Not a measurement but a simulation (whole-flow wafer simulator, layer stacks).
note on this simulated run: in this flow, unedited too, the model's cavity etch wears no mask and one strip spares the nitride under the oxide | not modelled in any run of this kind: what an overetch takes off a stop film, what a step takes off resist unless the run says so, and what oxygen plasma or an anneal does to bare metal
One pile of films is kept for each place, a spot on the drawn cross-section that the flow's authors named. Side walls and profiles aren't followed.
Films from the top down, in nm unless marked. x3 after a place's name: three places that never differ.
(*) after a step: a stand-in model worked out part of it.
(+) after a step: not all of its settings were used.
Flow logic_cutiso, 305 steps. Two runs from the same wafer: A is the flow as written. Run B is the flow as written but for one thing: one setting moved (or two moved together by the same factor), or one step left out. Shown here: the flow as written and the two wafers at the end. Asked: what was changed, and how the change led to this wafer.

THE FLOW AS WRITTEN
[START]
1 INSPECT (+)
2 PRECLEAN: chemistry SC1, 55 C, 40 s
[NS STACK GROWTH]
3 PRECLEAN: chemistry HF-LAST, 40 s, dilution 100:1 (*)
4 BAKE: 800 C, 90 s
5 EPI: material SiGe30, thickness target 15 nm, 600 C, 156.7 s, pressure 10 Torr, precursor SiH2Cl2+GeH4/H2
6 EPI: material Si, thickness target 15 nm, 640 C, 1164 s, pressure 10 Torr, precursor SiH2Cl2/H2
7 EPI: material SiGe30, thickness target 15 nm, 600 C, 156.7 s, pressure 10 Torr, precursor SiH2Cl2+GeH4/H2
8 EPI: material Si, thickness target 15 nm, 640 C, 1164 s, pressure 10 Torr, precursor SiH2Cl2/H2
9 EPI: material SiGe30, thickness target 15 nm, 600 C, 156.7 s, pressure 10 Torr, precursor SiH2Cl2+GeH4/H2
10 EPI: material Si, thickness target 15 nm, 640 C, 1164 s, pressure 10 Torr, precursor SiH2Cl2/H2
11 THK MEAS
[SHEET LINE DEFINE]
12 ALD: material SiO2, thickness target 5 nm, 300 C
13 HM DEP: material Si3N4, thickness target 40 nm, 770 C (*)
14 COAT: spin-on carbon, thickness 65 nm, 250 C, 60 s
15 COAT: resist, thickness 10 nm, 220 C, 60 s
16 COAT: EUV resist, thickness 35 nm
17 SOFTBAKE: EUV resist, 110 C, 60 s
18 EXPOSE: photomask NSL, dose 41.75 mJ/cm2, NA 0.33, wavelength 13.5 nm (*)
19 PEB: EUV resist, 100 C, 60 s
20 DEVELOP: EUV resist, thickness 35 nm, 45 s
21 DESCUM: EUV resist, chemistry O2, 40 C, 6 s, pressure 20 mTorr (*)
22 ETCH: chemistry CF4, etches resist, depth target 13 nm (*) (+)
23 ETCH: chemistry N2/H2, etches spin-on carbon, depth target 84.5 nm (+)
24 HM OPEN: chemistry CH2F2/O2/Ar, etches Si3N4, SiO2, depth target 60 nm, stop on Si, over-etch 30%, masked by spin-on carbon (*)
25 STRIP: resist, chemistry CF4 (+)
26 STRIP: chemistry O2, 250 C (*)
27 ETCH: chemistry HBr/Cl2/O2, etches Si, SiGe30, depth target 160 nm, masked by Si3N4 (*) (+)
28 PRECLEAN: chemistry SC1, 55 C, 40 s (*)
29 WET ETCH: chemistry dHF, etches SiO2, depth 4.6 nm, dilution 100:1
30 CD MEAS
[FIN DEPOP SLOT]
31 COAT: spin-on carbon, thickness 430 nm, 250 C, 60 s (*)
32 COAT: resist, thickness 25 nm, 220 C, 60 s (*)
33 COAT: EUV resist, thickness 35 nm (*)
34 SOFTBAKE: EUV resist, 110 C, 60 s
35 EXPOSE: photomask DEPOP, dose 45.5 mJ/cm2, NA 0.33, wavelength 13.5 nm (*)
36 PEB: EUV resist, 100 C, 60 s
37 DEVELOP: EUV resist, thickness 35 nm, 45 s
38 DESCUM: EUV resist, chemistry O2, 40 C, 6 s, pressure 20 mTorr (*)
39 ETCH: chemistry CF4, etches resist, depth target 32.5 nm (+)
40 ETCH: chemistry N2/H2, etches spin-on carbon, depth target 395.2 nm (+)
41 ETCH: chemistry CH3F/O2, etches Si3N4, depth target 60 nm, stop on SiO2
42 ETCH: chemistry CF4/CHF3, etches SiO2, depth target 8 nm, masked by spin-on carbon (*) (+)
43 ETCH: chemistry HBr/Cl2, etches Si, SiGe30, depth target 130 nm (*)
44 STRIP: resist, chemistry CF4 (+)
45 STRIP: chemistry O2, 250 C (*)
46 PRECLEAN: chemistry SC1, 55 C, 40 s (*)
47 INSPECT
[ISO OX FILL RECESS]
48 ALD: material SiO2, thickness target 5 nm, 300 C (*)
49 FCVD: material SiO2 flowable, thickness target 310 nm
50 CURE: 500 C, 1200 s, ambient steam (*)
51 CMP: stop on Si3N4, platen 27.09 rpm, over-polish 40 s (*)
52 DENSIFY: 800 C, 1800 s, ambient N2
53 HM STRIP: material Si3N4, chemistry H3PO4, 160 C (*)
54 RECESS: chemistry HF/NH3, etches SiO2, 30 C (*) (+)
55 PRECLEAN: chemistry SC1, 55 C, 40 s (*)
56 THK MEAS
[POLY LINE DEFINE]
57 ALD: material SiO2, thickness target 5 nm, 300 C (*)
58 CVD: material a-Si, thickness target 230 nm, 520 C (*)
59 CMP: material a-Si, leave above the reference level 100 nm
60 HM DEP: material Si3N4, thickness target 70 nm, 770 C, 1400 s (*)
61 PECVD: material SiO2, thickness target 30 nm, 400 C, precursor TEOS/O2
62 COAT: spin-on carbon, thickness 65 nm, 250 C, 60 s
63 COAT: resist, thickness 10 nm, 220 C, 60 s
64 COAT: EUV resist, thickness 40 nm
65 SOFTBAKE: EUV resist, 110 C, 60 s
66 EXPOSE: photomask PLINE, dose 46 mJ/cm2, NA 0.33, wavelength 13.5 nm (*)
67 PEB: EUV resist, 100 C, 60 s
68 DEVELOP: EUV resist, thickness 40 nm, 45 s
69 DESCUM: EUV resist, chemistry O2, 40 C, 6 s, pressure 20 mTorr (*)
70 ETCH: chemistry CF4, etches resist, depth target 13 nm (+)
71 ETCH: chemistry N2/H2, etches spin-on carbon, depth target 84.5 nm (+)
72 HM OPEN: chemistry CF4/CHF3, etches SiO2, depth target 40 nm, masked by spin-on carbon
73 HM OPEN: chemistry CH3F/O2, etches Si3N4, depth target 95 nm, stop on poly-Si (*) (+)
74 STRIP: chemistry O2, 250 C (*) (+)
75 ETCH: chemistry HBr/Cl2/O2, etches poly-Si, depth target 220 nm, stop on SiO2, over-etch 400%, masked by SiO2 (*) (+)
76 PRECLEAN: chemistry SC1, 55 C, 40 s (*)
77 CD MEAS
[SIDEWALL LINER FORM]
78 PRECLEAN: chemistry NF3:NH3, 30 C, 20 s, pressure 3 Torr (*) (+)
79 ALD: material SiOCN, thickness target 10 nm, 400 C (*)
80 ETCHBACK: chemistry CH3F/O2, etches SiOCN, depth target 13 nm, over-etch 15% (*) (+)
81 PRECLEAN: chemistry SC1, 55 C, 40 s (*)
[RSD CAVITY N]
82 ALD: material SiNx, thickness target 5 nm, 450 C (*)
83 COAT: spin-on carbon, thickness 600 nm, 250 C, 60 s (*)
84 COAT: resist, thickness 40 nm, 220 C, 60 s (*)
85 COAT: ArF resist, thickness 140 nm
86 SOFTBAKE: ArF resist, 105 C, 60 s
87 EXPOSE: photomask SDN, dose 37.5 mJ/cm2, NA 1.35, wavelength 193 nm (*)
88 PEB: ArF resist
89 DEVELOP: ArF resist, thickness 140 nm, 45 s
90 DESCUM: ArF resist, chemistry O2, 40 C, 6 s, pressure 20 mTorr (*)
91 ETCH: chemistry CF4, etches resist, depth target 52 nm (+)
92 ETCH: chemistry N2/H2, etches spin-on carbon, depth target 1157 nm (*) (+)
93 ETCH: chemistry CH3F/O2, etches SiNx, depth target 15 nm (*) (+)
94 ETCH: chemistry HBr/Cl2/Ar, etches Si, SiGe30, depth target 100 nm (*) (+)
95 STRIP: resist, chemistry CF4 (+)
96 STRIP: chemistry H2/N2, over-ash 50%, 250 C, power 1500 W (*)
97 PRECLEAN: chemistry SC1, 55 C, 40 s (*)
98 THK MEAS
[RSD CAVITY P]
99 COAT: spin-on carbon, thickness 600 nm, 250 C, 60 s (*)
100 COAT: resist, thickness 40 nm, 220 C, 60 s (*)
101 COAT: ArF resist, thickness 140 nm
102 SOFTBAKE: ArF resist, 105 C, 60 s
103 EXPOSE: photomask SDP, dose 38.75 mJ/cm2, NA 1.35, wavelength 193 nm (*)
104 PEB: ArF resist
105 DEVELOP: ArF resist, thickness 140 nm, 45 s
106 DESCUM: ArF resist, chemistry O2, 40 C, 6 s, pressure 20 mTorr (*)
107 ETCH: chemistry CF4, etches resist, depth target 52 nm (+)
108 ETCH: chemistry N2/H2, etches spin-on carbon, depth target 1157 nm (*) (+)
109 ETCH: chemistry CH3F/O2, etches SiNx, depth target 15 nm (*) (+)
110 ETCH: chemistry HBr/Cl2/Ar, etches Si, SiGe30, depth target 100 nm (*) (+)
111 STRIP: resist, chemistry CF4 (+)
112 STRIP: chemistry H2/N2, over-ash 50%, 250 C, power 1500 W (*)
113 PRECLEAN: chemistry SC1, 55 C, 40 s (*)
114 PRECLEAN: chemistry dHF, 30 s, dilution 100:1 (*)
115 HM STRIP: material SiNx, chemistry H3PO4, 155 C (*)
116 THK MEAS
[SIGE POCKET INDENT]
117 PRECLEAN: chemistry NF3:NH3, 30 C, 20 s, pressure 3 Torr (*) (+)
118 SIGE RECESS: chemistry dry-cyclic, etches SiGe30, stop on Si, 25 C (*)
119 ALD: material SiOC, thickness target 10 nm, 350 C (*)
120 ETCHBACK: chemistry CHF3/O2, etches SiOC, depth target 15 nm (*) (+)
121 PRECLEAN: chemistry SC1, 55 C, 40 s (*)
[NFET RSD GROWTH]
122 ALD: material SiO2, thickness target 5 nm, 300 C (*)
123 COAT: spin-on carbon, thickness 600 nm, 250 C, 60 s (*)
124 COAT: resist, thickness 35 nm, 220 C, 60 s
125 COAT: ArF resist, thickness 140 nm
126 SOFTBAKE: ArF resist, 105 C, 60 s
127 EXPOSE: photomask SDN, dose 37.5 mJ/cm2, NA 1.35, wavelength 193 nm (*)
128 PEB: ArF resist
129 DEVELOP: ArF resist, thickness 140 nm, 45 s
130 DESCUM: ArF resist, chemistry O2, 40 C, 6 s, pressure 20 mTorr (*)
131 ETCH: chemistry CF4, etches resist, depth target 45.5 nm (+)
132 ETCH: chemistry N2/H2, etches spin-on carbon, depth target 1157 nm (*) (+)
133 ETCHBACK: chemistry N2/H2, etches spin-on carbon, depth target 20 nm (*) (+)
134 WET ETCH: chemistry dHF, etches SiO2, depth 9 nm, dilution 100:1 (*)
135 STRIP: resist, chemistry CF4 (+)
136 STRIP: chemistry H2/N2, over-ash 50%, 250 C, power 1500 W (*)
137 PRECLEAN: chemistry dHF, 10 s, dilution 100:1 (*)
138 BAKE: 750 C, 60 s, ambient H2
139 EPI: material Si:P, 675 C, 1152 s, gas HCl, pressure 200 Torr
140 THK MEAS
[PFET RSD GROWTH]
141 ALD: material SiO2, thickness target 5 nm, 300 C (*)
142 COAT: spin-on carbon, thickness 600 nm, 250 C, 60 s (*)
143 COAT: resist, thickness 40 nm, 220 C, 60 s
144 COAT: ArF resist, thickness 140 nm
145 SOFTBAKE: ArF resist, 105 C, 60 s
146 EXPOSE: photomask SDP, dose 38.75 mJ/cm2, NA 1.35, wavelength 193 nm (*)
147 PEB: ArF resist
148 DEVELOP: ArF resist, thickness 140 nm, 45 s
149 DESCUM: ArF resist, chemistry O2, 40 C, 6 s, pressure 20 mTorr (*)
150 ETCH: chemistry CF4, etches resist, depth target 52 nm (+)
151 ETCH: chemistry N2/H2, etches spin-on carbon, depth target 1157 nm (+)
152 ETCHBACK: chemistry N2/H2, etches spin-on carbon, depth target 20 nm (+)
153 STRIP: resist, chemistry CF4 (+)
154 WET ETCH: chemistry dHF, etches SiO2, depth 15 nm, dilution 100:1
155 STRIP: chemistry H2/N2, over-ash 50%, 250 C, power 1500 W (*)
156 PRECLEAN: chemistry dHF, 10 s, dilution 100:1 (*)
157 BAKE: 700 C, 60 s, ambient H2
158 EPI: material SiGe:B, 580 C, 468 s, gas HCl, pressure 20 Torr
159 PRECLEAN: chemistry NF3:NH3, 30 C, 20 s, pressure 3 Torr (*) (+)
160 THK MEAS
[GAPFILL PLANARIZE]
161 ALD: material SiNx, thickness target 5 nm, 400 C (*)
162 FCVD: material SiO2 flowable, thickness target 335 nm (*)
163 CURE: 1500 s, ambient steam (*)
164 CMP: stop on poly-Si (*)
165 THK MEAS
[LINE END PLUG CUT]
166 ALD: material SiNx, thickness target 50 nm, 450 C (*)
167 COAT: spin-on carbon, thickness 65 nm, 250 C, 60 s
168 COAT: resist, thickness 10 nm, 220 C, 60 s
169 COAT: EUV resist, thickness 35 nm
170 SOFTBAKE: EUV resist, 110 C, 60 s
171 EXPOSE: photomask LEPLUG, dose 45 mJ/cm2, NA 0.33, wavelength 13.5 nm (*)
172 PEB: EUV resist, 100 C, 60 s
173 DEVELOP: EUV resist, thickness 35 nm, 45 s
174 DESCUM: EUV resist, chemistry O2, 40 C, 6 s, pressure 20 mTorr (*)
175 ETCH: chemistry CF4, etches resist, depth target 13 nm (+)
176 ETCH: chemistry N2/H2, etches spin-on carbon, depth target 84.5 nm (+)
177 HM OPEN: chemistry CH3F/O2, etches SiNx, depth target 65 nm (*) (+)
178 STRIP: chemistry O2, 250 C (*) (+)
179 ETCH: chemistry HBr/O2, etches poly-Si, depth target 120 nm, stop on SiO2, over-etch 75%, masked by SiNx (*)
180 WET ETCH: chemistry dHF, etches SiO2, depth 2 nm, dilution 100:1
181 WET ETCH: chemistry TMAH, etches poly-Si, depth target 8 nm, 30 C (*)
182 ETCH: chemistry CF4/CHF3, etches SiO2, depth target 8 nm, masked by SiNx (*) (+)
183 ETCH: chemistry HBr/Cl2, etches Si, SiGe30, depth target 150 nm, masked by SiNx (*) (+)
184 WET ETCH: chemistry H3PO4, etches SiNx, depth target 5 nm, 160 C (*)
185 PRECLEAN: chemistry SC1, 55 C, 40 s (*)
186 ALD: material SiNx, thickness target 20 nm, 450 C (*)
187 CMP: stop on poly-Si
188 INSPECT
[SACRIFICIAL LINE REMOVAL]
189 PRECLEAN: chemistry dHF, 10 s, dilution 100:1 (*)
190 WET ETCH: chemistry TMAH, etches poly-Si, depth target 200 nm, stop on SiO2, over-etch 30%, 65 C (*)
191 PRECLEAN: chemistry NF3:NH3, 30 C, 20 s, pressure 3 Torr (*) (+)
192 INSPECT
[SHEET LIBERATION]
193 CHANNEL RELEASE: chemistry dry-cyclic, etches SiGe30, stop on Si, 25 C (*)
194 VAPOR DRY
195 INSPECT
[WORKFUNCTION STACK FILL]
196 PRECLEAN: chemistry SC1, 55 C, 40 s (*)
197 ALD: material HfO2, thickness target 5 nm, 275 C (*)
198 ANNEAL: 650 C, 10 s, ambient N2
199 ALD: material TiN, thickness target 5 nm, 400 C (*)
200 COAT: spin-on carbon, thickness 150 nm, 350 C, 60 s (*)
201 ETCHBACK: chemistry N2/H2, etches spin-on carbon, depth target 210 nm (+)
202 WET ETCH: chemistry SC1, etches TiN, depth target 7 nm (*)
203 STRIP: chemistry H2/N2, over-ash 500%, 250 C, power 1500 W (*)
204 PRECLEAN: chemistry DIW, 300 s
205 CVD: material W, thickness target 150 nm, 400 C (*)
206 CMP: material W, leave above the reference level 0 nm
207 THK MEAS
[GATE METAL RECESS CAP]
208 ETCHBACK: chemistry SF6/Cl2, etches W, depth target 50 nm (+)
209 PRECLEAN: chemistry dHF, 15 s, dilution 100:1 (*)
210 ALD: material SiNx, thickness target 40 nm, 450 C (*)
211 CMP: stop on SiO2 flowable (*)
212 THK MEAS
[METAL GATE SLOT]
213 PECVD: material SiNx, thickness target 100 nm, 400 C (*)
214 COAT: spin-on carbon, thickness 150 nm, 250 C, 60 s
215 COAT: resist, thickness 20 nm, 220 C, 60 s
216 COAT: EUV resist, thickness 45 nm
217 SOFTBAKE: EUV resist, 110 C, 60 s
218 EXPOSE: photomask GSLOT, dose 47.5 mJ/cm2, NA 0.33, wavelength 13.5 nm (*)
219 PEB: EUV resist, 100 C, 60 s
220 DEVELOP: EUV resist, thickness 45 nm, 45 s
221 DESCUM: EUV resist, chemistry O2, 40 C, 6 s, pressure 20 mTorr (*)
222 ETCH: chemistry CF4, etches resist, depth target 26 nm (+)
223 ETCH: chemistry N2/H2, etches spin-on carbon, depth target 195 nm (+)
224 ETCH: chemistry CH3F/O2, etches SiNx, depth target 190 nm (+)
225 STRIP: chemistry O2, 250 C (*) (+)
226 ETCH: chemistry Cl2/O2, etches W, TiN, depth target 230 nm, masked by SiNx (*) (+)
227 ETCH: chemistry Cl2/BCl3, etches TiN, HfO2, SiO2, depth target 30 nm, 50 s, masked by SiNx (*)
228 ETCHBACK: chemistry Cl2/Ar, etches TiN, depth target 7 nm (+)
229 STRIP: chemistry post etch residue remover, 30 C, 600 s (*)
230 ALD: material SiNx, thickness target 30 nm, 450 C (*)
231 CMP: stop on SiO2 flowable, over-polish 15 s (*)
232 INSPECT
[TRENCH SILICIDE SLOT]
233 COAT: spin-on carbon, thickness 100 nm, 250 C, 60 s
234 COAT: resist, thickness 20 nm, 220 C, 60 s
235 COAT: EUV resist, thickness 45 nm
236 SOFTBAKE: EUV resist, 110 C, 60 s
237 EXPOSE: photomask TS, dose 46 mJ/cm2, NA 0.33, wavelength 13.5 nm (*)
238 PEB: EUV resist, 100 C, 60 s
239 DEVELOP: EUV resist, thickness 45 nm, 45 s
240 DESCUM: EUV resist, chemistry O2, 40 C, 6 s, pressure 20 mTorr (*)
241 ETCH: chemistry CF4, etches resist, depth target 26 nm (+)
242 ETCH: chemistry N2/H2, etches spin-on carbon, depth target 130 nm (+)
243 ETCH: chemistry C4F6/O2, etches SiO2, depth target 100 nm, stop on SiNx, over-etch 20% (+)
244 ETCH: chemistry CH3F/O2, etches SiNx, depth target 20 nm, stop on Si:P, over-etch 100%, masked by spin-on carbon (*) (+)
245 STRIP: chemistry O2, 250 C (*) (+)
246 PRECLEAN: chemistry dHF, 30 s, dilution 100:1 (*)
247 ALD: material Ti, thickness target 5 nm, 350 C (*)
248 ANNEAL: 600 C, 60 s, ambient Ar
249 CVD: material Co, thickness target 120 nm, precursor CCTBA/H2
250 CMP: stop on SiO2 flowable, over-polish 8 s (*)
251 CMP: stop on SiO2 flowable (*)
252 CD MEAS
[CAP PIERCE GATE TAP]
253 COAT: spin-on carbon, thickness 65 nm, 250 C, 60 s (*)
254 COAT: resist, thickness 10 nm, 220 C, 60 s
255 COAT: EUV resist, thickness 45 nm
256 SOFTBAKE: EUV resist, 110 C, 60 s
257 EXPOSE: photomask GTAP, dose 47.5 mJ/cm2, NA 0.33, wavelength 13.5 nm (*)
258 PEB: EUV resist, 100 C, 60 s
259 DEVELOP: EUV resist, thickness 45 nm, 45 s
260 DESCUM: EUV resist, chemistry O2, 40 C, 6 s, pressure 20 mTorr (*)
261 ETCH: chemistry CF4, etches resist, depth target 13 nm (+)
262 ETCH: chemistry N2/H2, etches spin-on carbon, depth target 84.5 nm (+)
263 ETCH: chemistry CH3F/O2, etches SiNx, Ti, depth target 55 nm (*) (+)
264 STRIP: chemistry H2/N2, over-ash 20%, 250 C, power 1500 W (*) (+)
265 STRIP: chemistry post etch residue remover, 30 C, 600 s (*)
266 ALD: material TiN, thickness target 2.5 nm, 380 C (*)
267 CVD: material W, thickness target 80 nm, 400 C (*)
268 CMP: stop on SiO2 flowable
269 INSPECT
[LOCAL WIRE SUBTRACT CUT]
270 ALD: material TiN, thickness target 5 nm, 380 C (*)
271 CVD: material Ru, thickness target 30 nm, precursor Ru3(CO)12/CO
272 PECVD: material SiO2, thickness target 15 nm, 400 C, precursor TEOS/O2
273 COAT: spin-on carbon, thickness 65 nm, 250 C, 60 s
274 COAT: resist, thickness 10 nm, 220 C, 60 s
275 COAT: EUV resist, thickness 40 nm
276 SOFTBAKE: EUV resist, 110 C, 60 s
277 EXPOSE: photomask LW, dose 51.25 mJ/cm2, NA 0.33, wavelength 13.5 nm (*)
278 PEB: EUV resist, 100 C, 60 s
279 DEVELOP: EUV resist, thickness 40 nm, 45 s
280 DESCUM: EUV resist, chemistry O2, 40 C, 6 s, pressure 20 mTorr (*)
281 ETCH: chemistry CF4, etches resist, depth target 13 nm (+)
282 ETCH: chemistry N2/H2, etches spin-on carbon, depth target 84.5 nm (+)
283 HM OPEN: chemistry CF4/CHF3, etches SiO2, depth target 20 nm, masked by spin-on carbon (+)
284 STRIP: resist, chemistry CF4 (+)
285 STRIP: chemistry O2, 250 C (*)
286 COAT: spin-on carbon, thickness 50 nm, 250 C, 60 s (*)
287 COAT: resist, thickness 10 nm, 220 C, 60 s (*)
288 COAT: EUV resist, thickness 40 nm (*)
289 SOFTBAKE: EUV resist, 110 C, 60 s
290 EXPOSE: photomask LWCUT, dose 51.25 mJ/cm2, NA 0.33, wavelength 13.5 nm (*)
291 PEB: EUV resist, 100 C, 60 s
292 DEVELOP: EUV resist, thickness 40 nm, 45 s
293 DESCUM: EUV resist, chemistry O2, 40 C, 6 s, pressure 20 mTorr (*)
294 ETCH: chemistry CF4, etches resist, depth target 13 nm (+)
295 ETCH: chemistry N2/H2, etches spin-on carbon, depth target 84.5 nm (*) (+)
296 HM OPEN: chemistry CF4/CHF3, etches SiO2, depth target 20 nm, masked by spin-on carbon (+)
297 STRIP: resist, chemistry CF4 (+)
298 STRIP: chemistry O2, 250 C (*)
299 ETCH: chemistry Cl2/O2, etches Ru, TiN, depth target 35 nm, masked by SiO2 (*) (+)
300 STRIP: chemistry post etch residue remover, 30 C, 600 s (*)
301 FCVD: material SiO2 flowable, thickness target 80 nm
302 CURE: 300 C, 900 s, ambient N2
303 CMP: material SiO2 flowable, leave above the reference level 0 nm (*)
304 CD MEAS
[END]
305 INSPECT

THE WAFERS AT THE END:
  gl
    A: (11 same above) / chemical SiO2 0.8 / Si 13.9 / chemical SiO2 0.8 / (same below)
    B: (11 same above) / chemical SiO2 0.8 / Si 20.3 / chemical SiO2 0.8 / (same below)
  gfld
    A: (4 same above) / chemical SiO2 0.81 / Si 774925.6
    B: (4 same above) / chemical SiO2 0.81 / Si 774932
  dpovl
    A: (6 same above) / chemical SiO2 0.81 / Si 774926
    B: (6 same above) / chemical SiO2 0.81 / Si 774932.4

The cause: step 8, EPI: thickness target 21.4 nm was run, where the flow has thickness target 15 nm; step 8, EPI: 1659 s was run, where the flow has 1164 s.

How the change led to this, step by step:
  8 EPI: material Si, thickness target 15 nm, 640 C, 1164 s, pressure 10 Torr, precursor SiH2Cl2/H2
      depop, dpovl, gfld and 19 more: A Si +15 (new film) | B Si +21.4 (new film)
  27 ETCH: chemistry HBr/Cl2/O2, etches Si, SiGe30, depth target 160 nm, masked by Si3N4 (*) (+)
      gfld, gxf, iso, lnri: A chemical SiO2 -0.79 (all of it), Si -11.4 (all of it), SiGe30 -15 (all of it), Si -15 (all of it), SiGe30 -15 (all of it), Si -15 (all of it), SiGe30 -15 (all of it), Si -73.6 | B chemical SiO2 -0.79 (all of it), Si -11.4 (all of it), SiGe30 -15 (all of it), Si -21.4 (all of it), SiGe30 -15 (all of it), Si -15 (all of it), SiGe30 -15 (all of it), Si -67.3
      dpovl, nsgap: A chemical SiO2 -0.79 (all of it), Si -11.8 (all of it), SiGe30 -15 (all of it), Si -15 (all of it), SiGe30 -15 (all of it), Si -15 (all of it), SiGe30 -15 (all of it), Si -73.2 | B chemical SiO2 -0.79 (all of it), Si -11.8 (all of it), SiGe30 -15 (all of it), Si -21.4 (all of it), SiGe30 -15 (all of it), Si -15 (all of it), SiGe30 -15 (all of it), Si -66.9
      (and at 1 more place)
  43 ETCH: chemistry HBr/Cl2, etches Si, SiGe30, depth target 130 nm (*)
      depop: A Si -14 (all of it), SiGe30 -15 (all of it), Si -15 (all of it), SiGe30 -15 (all of it), Si -15 (all of it), SiGe30 -15 (all of it), Si -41 | B Si -14 (all of it), SiGe30 -15 (all of it), Si -21.4 (all of it), SiGe30 -15 (all of it), Si -15 (all of it), SiGe30 -15 (all of it), Si -34.6
  94 ETCH: chemistry HBr/Cl2/Ar, etches Si, SiGe30, depth target 100 nm (*) (+)
      rsdn, rsdx: A chemical SiO2 -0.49 (all of it), Si -12.8 (all of it), SiGe30 -15 (all of it), Si -15 (all of it), SiGe30 -15 (all of it), Si -15 (all of it), SiGe30 -15 (all of it), Si -12.2 | B chemical SiO2 -0.49 (all of it), Si -12.8 (all of it), SiGe30 -15 (all of it), Si -21.4 (all of it), SiGe30 -15 (all of it), Si -15 (all of it), SiGe30 -15 (all of it), Si -5.79
  110 ETCH: chemistry HBr/Cl2/Ar, etches Si, SiGe30, depth target 100 nm (*) (+)
      rsdp, rsdw: A chemical SiO2 -0.49 (all of it), Si -12.8 (all of it), SiGe30 -15 (all of it), Si -15 (all of it), SiGe30 -15 (all of it), Si -15 (all of it), SiGe30 -15 (all of it), Si -12.2 | B chemical SiO2 -0.49 (all of it), Si -12.8 (all of it), SiGe30 -15 (all of it), Si -21.4 (all of it), SiGe30 -15 (all of it), Si -15 (all of it), SiGe30 -15 (all of it), Si -5.79
  183 ETCH: chemistry HBr/Cl2, etches Si, SiGe30, depth target 150 nm, masked by SiNx (*) (+)
      plug: A Si -13.6 (all of it), SiGe30 -15 (all of it), Si -15 (all of it), SiGe30 -15 (all of it), Si -15 (all of it), SiGe30 -15 (all of it), Si -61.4 | B Si -13.6 (all of it), SiGe30 -15 (all of it), Si -21.4 (all of it), SiGe30 -15 (all of it), Si -15 (all of it), SiGe30 -15 (all of it), Si -55.1
